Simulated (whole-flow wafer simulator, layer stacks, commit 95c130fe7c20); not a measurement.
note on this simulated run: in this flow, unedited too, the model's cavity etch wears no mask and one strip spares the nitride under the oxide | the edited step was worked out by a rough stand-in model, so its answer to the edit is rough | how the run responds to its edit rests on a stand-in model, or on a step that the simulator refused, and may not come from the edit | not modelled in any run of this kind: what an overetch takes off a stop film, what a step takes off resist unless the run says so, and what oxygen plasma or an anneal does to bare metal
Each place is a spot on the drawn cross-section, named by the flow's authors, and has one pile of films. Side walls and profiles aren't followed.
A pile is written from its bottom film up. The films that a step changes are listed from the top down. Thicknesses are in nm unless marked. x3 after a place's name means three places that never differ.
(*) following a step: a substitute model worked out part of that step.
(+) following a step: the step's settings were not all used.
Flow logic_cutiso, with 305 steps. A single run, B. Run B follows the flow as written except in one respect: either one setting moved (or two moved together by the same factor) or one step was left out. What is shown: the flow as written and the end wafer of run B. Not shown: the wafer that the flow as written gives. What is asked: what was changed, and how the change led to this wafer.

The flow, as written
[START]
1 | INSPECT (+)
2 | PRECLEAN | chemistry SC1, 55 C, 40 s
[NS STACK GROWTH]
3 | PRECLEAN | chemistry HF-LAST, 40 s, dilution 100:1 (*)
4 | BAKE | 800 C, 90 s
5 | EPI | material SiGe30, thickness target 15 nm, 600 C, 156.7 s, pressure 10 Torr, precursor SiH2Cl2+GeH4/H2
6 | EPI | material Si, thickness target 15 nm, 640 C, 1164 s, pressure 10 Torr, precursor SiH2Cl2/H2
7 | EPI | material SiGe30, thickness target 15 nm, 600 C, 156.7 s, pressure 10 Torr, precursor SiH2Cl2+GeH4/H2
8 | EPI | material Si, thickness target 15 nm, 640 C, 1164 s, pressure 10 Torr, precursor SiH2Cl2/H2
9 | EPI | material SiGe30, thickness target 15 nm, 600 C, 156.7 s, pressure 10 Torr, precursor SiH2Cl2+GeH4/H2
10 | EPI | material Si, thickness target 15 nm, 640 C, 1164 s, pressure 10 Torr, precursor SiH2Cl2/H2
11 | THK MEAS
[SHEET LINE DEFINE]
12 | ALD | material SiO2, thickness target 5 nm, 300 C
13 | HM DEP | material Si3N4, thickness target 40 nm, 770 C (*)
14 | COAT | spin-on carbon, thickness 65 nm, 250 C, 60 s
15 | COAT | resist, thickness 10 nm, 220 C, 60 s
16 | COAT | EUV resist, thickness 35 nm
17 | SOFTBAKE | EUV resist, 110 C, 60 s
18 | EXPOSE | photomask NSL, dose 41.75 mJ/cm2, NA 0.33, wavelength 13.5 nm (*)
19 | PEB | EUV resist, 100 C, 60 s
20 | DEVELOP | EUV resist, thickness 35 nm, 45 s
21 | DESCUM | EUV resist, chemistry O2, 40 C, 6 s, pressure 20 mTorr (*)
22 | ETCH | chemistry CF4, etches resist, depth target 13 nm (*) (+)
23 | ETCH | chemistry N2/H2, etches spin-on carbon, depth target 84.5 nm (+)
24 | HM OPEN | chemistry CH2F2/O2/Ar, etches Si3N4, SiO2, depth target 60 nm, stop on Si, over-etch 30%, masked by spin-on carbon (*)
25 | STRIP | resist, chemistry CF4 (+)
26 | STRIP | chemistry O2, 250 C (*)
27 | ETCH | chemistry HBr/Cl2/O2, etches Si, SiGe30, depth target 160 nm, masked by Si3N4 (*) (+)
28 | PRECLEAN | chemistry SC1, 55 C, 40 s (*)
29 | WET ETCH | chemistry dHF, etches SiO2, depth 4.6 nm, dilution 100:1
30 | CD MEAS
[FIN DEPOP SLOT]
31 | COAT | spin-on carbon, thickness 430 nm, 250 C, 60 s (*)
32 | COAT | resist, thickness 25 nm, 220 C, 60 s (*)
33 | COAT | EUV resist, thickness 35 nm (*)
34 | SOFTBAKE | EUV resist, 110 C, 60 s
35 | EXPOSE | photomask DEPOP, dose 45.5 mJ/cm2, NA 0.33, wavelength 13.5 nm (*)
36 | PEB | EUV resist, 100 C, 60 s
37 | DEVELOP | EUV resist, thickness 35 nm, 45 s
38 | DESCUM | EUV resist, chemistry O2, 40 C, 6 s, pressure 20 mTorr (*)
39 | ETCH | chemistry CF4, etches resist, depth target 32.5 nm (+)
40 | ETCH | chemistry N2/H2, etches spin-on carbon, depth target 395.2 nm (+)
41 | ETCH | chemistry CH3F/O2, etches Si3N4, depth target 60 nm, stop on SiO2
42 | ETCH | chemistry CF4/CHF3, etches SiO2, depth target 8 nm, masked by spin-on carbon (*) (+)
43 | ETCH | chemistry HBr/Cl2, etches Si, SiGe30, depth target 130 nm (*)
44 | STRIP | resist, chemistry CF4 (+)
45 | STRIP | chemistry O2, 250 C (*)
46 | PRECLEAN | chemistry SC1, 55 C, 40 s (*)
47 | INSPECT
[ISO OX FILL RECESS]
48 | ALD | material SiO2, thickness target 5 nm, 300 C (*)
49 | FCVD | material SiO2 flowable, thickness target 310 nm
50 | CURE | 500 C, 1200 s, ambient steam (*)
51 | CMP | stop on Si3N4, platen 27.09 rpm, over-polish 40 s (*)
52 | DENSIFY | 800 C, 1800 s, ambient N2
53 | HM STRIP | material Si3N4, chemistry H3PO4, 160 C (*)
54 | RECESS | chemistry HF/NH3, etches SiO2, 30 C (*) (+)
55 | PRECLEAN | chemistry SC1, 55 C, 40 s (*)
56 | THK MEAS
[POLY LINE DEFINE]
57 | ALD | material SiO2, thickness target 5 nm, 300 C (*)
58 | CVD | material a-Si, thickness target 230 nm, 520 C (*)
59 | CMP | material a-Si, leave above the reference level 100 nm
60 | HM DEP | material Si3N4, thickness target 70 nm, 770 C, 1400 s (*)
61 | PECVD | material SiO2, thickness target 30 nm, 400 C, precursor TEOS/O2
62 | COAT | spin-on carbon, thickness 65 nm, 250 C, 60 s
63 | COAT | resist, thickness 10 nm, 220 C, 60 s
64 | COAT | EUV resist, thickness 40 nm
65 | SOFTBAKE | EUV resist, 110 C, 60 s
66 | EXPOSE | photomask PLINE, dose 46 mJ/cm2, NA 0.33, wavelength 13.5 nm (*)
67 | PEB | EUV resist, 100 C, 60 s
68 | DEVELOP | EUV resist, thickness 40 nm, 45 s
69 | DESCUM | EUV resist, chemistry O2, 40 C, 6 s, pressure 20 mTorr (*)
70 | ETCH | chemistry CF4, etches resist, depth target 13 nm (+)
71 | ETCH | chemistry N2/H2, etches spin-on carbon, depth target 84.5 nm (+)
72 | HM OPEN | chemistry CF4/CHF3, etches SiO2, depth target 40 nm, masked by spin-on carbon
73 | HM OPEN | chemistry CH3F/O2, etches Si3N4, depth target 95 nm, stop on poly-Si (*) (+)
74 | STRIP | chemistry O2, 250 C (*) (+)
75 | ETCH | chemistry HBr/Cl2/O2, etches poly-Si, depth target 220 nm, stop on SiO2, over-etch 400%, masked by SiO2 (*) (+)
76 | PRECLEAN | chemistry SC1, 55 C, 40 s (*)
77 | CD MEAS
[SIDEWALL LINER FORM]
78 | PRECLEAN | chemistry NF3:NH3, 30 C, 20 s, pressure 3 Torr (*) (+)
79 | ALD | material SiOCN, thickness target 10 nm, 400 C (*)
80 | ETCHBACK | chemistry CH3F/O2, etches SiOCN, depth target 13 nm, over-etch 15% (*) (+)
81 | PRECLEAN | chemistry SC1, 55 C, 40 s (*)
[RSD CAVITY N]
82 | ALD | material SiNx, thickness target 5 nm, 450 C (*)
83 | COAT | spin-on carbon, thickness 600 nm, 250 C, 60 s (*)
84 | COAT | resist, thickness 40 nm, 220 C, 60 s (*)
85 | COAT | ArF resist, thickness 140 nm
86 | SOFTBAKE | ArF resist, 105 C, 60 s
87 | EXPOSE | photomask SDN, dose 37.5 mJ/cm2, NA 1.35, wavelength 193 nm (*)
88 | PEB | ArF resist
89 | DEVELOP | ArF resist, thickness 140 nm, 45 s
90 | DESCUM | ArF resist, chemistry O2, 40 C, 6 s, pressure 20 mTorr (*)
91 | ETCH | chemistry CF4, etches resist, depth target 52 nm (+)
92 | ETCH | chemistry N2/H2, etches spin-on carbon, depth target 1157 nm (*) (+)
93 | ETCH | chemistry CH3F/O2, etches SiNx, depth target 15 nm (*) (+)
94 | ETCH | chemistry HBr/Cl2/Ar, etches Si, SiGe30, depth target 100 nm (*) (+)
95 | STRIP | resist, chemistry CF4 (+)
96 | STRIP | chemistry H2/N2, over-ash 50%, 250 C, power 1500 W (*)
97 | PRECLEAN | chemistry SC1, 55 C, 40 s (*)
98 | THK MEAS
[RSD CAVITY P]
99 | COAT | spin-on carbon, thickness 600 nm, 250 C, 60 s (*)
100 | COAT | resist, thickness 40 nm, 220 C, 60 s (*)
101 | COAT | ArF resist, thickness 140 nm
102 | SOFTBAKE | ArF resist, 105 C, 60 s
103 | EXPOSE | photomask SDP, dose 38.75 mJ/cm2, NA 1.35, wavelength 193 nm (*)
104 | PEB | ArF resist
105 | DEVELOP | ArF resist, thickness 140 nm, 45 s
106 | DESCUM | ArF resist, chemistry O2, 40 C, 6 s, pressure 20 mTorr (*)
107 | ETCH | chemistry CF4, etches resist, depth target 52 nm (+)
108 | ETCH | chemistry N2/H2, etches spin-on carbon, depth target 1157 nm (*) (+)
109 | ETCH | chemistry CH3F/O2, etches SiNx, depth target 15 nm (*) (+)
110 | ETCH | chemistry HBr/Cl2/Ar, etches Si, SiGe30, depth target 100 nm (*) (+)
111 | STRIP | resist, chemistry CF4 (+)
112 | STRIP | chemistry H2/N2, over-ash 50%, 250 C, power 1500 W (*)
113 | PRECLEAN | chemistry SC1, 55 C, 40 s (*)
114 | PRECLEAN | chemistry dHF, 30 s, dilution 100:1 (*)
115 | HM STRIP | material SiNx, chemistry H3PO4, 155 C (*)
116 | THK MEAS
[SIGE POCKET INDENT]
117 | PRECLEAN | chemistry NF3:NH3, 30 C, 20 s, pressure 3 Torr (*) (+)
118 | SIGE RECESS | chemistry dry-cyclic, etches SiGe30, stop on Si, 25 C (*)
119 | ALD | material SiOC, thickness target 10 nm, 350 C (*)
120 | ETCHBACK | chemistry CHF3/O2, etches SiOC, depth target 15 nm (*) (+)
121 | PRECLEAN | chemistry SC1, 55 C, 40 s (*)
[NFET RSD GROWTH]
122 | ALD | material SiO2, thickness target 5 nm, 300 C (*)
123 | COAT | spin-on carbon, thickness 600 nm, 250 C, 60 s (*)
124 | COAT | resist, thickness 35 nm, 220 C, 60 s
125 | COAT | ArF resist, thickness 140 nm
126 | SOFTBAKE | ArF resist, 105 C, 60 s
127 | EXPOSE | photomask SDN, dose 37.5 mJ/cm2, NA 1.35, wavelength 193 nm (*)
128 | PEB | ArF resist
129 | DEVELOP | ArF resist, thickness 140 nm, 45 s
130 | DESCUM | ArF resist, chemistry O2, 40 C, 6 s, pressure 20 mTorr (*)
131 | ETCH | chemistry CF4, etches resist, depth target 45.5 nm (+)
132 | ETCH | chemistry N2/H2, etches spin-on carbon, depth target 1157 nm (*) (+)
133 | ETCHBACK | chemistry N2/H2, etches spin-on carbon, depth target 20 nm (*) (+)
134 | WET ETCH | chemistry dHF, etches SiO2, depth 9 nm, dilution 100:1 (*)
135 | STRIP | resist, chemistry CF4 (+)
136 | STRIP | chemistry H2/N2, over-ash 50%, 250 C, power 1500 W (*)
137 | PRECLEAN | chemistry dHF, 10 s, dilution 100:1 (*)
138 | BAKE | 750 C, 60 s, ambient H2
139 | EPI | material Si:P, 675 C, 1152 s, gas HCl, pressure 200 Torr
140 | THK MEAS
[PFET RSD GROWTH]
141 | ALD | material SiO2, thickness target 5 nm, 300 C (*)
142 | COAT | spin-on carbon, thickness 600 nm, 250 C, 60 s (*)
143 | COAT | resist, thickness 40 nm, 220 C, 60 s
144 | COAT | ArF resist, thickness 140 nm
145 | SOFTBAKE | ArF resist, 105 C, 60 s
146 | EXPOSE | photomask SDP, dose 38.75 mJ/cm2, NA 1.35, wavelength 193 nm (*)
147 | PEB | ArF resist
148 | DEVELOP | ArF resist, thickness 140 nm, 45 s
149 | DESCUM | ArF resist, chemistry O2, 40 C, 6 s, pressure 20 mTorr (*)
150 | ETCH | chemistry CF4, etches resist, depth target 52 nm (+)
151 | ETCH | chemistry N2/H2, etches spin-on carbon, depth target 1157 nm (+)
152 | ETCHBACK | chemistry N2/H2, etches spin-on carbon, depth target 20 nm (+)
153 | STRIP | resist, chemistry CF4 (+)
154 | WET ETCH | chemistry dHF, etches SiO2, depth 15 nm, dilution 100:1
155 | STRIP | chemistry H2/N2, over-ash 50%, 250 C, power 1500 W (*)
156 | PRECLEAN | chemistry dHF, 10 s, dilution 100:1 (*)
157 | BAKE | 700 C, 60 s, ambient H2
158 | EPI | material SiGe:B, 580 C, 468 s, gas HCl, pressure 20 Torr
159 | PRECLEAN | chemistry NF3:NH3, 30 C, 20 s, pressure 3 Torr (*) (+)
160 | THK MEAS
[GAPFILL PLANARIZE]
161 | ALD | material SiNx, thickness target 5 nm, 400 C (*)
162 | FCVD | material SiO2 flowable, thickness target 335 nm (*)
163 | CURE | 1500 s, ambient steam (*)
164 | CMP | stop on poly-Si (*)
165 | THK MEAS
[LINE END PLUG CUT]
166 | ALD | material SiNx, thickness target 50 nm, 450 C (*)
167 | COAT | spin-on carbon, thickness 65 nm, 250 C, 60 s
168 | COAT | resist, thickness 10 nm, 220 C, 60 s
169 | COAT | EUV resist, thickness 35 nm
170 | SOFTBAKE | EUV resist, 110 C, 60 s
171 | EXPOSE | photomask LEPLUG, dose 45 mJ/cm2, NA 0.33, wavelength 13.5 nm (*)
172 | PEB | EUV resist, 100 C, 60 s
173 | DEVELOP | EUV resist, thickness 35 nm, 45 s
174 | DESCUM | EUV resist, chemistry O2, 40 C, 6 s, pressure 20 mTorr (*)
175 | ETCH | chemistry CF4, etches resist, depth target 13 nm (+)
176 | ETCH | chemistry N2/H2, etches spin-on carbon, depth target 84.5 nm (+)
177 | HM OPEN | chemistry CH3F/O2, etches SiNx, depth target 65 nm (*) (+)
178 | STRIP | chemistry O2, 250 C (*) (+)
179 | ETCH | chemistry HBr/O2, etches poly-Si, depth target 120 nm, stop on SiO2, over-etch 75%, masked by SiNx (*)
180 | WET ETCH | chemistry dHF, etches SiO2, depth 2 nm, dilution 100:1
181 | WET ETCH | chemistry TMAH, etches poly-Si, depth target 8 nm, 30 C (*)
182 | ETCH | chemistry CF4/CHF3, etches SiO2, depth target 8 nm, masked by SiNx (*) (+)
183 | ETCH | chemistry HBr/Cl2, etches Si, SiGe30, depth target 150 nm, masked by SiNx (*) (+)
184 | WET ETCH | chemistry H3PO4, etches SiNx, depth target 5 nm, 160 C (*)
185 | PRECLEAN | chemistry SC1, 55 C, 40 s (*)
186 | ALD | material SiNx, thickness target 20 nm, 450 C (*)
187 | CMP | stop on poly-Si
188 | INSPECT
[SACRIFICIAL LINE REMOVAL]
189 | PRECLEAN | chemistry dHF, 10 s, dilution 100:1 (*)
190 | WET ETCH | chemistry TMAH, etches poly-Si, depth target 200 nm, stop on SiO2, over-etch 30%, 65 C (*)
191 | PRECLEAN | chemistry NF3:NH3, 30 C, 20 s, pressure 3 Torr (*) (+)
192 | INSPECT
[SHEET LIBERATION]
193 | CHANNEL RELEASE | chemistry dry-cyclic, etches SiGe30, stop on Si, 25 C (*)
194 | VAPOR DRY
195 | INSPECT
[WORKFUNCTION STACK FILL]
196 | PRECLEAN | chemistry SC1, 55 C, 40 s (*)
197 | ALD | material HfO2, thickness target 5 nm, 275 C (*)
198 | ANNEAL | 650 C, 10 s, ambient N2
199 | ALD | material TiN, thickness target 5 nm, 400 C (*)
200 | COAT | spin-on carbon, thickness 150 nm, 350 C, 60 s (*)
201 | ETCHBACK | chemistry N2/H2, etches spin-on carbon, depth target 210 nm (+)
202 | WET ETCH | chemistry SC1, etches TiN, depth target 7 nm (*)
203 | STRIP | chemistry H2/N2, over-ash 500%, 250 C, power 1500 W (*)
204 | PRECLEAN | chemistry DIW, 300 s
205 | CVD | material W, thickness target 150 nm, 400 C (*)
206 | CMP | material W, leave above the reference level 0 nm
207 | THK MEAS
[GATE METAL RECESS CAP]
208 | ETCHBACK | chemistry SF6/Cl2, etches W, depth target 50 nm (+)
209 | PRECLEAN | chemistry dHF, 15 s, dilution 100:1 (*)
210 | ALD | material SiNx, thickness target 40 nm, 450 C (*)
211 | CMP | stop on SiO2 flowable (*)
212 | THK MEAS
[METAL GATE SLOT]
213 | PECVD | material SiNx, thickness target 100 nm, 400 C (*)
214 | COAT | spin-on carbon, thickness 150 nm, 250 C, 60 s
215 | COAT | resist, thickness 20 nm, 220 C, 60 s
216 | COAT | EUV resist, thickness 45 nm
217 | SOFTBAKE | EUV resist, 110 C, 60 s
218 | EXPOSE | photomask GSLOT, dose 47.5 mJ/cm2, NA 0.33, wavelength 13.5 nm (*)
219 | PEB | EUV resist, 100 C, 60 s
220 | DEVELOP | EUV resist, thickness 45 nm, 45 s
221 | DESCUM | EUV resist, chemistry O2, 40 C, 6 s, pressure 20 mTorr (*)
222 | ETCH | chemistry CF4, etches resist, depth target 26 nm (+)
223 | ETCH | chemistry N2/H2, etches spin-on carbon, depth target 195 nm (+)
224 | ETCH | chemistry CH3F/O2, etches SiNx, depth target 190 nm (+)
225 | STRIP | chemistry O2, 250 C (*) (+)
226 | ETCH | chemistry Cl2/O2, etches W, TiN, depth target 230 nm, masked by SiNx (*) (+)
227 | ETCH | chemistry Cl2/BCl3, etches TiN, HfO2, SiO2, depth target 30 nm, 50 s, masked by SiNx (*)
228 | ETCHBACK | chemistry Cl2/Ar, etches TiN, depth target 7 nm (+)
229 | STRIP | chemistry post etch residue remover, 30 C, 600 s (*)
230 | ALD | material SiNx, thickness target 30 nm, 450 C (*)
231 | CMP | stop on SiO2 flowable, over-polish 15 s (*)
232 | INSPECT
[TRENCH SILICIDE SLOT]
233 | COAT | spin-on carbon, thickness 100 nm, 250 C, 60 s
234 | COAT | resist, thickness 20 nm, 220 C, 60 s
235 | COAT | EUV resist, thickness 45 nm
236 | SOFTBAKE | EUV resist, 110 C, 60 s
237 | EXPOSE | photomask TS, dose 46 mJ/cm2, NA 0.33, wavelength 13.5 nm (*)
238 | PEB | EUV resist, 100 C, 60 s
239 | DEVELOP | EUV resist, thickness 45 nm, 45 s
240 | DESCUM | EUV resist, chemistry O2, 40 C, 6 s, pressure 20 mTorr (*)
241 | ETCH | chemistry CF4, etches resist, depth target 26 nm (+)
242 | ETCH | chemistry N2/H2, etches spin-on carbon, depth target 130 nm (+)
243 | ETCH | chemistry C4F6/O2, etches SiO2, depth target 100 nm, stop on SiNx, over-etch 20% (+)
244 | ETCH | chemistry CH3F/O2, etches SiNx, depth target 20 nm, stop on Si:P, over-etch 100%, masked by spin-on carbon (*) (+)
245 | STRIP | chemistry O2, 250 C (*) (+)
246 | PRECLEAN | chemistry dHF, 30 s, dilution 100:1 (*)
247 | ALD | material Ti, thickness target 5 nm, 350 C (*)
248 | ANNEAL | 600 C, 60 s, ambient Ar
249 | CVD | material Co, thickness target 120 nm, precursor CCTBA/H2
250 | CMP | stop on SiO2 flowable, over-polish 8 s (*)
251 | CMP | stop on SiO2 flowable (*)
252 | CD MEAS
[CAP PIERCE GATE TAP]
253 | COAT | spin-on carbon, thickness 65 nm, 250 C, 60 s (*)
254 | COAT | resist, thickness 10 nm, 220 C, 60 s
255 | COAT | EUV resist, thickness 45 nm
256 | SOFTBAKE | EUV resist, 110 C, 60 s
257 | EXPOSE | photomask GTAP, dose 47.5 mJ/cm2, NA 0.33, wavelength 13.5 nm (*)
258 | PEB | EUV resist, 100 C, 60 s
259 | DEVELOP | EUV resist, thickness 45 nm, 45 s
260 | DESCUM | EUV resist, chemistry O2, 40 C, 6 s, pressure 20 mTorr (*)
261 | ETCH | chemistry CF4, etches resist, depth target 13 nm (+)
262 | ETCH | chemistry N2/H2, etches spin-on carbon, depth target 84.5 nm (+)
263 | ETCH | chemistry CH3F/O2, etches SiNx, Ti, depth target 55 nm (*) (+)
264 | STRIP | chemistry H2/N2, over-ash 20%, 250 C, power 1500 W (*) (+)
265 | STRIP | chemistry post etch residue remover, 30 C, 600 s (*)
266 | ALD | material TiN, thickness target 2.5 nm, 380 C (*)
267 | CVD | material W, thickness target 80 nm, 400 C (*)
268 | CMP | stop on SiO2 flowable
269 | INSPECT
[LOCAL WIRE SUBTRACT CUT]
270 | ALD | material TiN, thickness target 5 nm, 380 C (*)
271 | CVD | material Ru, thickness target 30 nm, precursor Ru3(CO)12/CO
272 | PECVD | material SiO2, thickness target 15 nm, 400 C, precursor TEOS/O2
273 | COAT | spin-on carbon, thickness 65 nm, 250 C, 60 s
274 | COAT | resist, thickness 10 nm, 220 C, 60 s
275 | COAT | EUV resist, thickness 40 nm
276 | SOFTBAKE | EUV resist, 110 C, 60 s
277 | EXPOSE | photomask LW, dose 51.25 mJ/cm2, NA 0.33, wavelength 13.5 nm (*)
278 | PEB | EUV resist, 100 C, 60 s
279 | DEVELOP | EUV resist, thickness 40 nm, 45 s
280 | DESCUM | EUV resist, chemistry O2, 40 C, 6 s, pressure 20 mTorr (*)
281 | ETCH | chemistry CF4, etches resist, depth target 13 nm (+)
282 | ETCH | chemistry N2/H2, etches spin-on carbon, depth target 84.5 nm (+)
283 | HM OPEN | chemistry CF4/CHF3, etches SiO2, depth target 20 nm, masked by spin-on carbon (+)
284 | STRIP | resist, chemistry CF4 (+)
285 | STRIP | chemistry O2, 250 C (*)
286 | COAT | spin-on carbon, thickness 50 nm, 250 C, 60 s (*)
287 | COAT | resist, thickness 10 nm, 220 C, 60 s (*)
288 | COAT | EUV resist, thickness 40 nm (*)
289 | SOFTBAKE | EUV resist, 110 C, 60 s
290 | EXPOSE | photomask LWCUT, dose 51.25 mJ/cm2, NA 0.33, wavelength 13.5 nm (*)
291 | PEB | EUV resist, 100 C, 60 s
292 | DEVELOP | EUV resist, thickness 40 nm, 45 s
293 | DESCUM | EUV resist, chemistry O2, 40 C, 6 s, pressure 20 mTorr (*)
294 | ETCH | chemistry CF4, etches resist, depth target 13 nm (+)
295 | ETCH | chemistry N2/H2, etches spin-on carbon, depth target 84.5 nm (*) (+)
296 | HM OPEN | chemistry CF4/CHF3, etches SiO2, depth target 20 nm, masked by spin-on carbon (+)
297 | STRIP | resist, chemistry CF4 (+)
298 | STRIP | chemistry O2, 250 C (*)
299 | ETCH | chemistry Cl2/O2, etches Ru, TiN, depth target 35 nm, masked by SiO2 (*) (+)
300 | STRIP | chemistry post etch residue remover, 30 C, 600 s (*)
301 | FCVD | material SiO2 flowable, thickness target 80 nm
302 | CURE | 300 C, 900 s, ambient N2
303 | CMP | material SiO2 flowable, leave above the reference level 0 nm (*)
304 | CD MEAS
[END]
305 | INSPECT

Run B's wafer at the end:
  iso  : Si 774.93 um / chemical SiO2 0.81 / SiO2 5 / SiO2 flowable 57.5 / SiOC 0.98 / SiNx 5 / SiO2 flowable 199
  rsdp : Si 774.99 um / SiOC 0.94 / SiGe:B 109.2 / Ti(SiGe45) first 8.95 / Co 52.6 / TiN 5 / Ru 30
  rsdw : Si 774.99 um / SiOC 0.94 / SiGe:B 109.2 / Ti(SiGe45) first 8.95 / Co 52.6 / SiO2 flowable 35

Cause: step 120, ETCHBACK: depth target 9 nm was run, while the flow as written has depth target 15 nm.

The path from the change to this, step by step:
  120 | ETCHBACK | chemistry CHF3/O2, etches SiOC, depth target 15 nm (*) (+)
      depop, dpovl, gfld, gxf, isow, ns, nsgap, plug: -9 SiOC (as written it would have been: -10 SiOC (all of it), -5 SiO2)
      lnr, lnri, lnrp, lnrt: -9 SiOC (as written it would have been: -10 SiOC (all of it), -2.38 SiOCN)
      (and at 10 other places as well)
  122 | ALD | material SiO2, thickness target 5 nm, 300 C (*)
      depop, dpovl, gfld, gxf, isow, ns, nsgap, plug: +5 SiO2 (new film) (as written it would have been: +5 SiO2)
      gxn: +5 SiO2 (new film) (as written it would have been: +6.76 SiO2 (new film))
      (and at 1 other place as well)
  132 | ETCH | chemistry N2/H2, etches spin-on carbon, depth target 1157 nm (*) (+)
      gl, tap: -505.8 spin-on carbon (all of it), -5 SiO2 (all of it), -1 SiOC (all of it), -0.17 SiO2 (as written it would have been: -501.7 spin-on carbon (all of it), -5 SiO2 (all of it), -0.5 Si3N4)
      lnr, lnrt: -503 spin-on carbon (all of it), -5 SiO2 (all of it), -1 SiOC (all of it), -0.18 SiOCN (as written it would have been: -496.5 spin-on carbon (all of it), -5 SiO2 (all of it), -0.84 SiOCN)
      (and at 1 other place as well)
  133 | ETCHBACK | chemistry N2/H2, etches spin-on carbon, depth target 20 nm (*) (+)
      gl, tap: -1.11 SiO2 (as written it would have been: -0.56 Si3N4)
      gxn: -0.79 SiOC (all of it), -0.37 SiO2 (as written it would have been: -0.7 SiO2 (all of it), -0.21 Si3N4)
  134 | WET ETCH | chemistry dHF, etches SiO2, depth 9 nm, dilution 100:1 (*)
      gl, tap: -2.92 SiO2 (all of it), -0.18 Si3N4 (as written it would have been: -0.34 Si3N4)
      gxn: -3.84 SiO2 (all of it), -0.16 Si3N4 (as written it would have been: -0.34 Si3N4)
  135 | STRIP | resist, chemistry CF4 (+)
      rsdn, rsdx: -0.8 SiOC (all of it) (as written it would have been: nothing)
  141 | ALD | material SiO2, thickness target 5 nm, 300 C (*)
      gxn: +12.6 SiO2 (new film) (as written it would have been: +10.1 SiO2 (new film))
  153 | STRIP | resist, chemistry CF4 (+)
      gxp: -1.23 SiO2 (all of it) (as written it would have been: -3.06 SiO2 (all of it))
  156 | PRECLEAN | chemistry dHF, 10 s, dilution 100:1 (*)
      lnrp: -0.06 SiOC (as written it would have been: -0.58 SiOCN)
  159 | PRECLEAN | chemistry NF3:NH3, 30 C, 20 s, pressure 3 Torr (*) (+)
      depop, dpovl, gfld, gxf, isow, ns, nsgap, plug: -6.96 SiO2 (all of it), -0.02 SiOC (as written it would have been: -7.43 SiO2)
      glp, gxp: -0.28 SiOC (as written it would have been: -0.65 Si3N4)
      (and at 2 other places as well)
  162 | FCVD | material SiO2 flowable, thickness target 335 nm (*)
      rsdn, rsdp, rsdw, rsdx: +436 SiO2 flowable (new film) (as written it would have been: +423.9 SiO2 flowable (new film))
      gfld, gxf, plug: +264.8 SiO2 flowable (new film) (as written it would have been: +259.3 SiO2 flowable (new film))
      (and at 9 other places as well)
  164 | CMP | stop on poly-Si (*)
      depop, dpovl, isow, ns, nsgap: -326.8 SiO2 flowable (all of it), -5 SiNx (all of it), -0.98 SiOC (all of it), -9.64 SiO2 (all of it), -70 Si3N4 (all of it) (as written it would have been: -326.8 SiO2 flowable (all of it), -5 SiNx (all of it), -4.13 SiO2 (all of it), -70 Si3N4 (all of it))
      gfld, gxf: -257.2 SiO2 flowable (all of it), -5 SiNx (all of it), -0.98 SiOC (all of it), -9.64 SiO2 (all of it), -70 Si3N4 (all of it) (as written it would have been: -251.9 SiO2 flowable (all of it), -5 SiNx (all of it), -4.13 SiO2 (all of it), -70 Si3N4 (all of it))
      (and at 15 other places as well)
  203 | STRIP | chemistry H2/N2, over-ash 500%, 250 C, power 1500 W (*)
      gl, glp: -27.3 spin-on carbon (all of it) (as written it would have been: -26.7 spin-on carbon (all of it))
      tap: -27.6 spin-on carbon (all of it) (as written it would have been: -27 spin-on carbon (all of it))
